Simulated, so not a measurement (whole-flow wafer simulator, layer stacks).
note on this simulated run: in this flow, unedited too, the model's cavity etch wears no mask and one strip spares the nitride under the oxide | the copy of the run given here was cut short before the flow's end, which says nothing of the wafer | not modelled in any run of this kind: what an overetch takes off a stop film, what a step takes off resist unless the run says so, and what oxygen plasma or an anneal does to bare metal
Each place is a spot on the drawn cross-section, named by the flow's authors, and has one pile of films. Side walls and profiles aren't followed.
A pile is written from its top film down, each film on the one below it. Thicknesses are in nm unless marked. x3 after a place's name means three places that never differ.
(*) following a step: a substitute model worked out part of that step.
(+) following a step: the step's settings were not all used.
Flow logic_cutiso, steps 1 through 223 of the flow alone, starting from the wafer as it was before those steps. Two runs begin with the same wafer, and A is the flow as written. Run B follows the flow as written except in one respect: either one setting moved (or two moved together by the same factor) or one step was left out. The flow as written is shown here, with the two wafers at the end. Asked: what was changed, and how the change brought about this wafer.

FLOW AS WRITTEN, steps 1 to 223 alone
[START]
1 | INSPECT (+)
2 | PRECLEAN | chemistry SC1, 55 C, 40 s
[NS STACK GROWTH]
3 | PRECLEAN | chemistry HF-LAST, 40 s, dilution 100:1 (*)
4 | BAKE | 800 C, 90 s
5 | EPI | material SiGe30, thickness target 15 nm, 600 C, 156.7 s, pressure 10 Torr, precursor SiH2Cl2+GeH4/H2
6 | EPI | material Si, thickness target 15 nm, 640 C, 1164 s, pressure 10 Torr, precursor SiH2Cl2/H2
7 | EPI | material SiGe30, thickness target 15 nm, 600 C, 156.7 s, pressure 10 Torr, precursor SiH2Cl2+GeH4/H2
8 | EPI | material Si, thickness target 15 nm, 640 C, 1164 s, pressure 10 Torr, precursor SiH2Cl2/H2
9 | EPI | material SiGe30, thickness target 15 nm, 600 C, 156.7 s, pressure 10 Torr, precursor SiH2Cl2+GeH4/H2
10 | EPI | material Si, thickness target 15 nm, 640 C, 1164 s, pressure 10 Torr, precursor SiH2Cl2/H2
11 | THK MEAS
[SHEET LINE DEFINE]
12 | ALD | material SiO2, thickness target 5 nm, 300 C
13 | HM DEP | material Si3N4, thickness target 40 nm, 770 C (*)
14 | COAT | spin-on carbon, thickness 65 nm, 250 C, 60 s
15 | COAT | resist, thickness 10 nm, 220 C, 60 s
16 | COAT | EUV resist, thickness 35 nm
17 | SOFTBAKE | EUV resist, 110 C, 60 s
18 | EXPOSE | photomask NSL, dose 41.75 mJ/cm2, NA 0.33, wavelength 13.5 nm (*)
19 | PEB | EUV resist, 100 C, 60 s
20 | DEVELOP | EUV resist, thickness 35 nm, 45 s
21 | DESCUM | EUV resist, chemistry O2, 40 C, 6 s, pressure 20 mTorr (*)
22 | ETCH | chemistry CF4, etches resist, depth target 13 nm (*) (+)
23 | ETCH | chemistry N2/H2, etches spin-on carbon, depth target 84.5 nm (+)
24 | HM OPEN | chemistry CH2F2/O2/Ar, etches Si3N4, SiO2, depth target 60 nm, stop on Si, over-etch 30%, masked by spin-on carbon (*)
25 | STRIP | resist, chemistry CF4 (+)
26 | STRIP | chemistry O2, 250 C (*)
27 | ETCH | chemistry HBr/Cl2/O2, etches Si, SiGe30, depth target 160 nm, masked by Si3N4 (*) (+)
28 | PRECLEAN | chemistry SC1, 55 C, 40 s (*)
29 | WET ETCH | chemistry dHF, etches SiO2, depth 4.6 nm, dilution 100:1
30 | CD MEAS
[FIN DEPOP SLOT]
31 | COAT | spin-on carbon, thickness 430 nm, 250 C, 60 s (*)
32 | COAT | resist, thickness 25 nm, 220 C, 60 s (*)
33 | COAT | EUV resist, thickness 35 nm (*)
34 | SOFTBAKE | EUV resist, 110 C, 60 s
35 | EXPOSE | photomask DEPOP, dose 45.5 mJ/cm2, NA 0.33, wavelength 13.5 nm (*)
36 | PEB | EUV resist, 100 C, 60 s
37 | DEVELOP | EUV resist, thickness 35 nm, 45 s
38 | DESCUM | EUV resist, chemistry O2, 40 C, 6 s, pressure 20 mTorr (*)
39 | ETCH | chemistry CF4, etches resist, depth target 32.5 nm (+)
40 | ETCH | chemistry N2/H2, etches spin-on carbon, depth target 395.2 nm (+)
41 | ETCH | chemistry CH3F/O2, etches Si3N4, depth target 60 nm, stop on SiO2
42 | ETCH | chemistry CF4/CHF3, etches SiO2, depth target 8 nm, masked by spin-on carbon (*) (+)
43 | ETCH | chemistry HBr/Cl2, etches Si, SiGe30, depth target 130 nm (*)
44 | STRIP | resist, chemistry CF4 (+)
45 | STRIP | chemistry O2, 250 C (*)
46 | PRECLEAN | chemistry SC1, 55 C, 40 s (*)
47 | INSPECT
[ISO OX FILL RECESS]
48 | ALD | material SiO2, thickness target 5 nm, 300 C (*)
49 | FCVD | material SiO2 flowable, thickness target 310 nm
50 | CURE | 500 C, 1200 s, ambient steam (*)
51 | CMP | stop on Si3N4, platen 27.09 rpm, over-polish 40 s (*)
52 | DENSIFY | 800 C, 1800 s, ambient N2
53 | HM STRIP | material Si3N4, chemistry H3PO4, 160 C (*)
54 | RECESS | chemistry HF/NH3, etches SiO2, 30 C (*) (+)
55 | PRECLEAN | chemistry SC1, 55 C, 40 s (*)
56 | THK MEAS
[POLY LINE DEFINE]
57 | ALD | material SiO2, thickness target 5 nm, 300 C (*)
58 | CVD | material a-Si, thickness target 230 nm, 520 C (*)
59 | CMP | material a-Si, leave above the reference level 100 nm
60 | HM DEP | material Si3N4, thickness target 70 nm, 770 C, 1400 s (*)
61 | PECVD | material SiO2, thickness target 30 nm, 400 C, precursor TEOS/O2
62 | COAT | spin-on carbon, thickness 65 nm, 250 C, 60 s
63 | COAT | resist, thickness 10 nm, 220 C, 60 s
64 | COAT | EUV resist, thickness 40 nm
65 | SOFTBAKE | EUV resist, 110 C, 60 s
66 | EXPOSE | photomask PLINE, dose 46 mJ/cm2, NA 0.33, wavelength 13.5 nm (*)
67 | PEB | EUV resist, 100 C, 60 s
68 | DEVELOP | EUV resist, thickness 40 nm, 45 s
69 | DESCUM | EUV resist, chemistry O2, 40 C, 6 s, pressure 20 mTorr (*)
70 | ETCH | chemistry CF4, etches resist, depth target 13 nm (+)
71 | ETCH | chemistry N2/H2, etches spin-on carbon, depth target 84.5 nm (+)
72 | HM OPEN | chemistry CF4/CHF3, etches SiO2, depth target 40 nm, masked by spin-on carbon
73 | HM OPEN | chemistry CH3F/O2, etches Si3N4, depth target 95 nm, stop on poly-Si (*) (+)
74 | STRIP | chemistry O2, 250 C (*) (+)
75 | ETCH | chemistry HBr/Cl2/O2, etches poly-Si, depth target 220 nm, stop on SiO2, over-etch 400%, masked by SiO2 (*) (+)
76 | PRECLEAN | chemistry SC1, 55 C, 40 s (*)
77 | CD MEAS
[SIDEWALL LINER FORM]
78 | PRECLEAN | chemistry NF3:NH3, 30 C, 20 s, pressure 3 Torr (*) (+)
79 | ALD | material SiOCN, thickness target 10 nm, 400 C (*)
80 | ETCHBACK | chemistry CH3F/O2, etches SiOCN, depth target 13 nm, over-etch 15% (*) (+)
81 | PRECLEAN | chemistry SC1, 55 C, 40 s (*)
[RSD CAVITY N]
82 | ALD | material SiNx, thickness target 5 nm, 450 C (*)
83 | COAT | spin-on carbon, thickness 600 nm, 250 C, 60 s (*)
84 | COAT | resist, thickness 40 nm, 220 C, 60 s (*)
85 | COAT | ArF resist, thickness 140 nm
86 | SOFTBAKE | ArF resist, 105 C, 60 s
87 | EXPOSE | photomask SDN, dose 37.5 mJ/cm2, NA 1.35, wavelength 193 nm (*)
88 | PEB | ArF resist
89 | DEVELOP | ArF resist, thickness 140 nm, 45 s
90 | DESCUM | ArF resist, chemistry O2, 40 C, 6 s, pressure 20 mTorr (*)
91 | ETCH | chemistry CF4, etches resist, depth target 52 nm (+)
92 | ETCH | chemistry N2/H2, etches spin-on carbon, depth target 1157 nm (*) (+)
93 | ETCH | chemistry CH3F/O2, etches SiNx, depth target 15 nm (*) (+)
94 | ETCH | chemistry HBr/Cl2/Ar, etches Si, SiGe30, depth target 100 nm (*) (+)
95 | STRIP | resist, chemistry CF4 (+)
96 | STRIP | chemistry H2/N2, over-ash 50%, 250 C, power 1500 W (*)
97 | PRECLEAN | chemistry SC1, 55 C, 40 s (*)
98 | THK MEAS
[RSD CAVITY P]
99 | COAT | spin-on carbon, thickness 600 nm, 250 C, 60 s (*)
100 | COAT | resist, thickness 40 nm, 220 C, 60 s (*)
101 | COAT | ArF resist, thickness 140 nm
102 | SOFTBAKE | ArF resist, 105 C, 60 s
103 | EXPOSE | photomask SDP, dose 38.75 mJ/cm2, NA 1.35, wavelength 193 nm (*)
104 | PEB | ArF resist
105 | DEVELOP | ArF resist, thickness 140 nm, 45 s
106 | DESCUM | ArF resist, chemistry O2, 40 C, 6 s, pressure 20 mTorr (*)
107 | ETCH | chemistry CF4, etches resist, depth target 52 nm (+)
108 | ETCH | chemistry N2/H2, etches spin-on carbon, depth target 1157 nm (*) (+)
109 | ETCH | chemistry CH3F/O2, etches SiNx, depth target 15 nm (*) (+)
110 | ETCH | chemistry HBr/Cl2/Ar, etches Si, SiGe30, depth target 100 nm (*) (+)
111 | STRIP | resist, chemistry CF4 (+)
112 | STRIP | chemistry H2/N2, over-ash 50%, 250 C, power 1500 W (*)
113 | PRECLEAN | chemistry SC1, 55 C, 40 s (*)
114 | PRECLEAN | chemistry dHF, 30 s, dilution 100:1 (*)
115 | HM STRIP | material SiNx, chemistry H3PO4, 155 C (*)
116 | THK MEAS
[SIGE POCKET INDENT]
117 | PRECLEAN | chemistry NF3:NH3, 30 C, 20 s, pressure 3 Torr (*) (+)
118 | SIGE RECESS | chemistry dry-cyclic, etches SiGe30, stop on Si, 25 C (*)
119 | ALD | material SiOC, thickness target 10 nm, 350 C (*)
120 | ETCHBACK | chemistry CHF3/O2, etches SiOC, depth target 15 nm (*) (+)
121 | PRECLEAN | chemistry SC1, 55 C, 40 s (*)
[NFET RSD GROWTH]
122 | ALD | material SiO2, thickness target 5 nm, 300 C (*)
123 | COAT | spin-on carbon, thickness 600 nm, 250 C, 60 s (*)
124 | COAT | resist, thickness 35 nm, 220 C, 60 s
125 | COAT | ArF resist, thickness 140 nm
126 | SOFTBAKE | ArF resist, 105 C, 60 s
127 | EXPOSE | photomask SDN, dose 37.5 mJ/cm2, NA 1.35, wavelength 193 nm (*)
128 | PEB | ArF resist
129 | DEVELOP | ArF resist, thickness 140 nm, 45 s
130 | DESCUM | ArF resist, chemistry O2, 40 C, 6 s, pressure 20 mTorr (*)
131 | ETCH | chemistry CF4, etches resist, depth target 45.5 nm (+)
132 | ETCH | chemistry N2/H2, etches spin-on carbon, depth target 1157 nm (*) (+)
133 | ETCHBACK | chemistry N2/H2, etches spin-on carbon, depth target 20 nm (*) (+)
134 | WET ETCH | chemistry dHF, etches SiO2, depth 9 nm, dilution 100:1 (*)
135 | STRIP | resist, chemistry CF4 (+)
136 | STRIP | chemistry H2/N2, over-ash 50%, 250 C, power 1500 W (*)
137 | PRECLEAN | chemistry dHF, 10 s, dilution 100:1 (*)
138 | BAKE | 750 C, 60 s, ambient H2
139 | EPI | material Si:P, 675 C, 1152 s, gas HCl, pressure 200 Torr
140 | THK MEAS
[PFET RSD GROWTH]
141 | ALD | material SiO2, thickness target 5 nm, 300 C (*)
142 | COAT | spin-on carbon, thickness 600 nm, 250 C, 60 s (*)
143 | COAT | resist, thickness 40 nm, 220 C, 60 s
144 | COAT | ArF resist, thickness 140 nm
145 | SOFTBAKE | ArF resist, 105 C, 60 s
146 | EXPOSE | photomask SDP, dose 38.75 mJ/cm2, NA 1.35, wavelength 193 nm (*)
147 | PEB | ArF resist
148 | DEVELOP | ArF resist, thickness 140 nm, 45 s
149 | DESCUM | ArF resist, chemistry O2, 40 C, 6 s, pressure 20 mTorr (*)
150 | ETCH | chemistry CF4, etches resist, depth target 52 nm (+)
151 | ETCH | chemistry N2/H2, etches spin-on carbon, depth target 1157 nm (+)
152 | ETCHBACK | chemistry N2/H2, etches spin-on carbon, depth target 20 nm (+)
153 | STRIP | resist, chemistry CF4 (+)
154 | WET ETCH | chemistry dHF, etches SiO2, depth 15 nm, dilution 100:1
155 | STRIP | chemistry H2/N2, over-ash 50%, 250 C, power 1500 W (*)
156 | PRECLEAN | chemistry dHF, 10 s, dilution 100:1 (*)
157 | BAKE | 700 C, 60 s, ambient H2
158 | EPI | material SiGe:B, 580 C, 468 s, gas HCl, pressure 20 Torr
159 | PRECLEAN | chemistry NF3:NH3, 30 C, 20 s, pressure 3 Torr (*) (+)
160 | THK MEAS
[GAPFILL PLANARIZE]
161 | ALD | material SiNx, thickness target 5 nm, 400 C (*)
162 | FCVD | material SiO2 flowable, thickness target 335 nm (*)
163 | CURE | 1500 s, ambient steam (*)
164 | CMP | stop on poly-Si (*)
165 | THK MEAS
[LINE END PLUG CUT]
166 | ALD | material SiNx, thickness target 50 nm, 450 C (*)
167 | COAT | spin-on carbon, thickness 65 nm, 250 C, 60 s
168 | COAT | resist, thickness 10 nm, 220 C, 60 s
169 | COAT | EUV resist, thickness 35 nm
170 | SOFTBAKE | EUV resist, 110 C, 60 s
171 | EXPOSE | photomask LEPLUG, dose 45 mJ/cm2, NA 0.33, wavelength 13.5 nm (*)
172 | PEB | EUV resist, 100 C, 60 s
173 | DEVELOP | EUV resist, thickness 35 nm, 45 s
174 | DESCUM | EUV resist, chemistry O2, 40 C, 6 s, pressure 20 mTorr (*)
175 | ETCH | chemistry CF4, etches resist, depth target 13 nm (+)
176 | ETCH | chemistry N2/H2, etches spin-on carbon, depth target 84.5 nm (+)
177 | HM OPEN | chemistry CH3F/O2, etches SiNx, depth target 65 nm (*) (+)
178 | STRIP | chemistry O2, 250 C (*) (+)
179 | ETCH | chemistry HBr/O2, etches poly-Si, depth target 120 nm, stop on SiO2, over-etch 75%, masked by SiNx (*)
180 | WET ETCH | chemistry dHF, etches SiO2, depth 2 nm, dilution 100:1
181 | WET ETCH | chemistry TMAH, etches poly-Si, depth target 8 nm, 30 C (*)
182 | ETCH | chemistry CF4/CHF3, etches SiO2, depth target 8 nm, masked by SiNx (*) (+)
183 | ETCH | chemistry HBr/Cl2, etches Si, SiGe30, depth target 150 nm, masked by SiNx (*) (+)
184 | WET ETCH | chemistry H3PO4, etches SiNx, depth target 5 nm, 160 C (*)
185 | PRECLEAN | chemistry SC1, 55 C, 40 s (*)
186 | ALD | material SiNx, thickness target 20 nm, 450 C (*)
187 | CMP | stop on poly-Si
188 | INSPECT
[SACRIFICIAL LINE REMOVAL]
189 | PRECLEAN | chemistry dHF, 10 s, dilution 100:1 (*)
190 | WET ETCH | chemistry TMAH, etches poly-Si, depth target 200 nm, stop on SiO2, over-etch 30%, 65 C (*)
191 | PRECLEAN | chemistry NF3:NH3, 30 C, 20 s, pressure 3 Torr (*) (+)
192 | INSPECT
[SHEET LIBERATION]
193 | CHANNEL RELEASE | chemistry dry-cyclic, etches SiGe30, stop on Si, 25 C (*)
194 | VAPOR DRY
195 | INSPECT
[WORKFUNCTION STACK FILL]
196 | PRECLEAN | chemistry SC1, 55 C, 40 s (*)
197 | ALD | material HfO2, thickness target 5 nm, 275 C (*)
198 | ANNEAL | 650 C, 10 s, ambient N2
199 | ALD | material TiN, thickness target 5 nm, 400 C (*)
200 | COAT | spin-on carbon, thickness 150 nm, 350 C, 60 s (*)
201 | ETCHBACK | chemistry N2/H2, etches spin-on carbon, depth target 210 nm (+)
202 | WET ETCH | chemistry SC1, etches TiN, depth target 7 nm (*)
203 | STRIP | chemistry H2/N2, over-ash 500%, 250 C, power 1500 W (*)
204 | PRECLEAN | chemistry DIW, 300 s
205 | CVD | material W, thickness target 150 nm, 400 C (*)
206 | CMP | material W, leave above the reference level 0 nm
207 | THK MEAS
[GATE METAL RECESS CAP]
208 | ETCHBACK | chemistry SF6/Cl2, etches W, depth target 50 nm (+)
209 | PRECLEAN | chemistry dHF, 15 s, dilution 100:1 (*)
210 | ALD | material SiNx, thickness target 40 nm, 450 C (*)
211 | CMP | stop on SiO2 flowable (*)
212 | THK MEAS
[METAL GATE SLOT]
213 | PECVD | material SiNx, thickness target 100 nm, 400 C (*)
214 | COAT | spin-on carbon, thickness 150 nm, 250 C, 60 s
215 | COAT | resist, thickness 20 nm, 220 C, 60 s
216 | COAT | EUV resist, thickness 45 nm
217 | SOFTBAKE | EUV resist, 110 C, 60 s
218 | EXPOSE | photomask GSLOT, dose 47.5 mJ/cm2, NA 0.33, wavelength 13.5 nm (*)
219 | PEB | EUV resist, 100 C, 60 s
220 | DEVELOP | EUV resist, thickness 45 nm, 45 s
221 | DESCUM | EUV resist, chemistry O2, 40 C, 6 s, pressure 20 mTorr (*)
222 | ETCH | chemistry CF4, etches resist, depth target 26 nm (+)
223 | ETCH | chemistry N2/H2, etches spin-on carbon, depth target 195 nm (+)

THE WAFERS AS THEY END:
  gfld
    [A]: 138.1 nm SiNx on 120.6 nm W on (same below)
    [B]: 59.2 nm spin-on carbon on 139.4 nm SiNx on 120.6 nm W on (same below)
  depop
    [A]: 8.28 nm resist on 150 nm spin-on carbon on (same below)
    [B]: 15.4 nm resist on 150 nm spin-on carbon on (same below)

The reason: step 223, ETCH: depth target 87.8 nm was run, while the flow as written has depth target 195 nm.

Step by step, how the change led to this:
  223 | ETCH | chemistry N2/H2, etches spin-on carbon, depth target 195 nm (+)
      gfld: A -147 spin-on carbon (all of it), -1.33 SiNx | B -87.8 spin-on carbon
      depop, dpovl, gl and 18 more: A -26 EUV resist (all of it), -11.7 resist | B -26 EUV resist (all of it), -4.57 resist
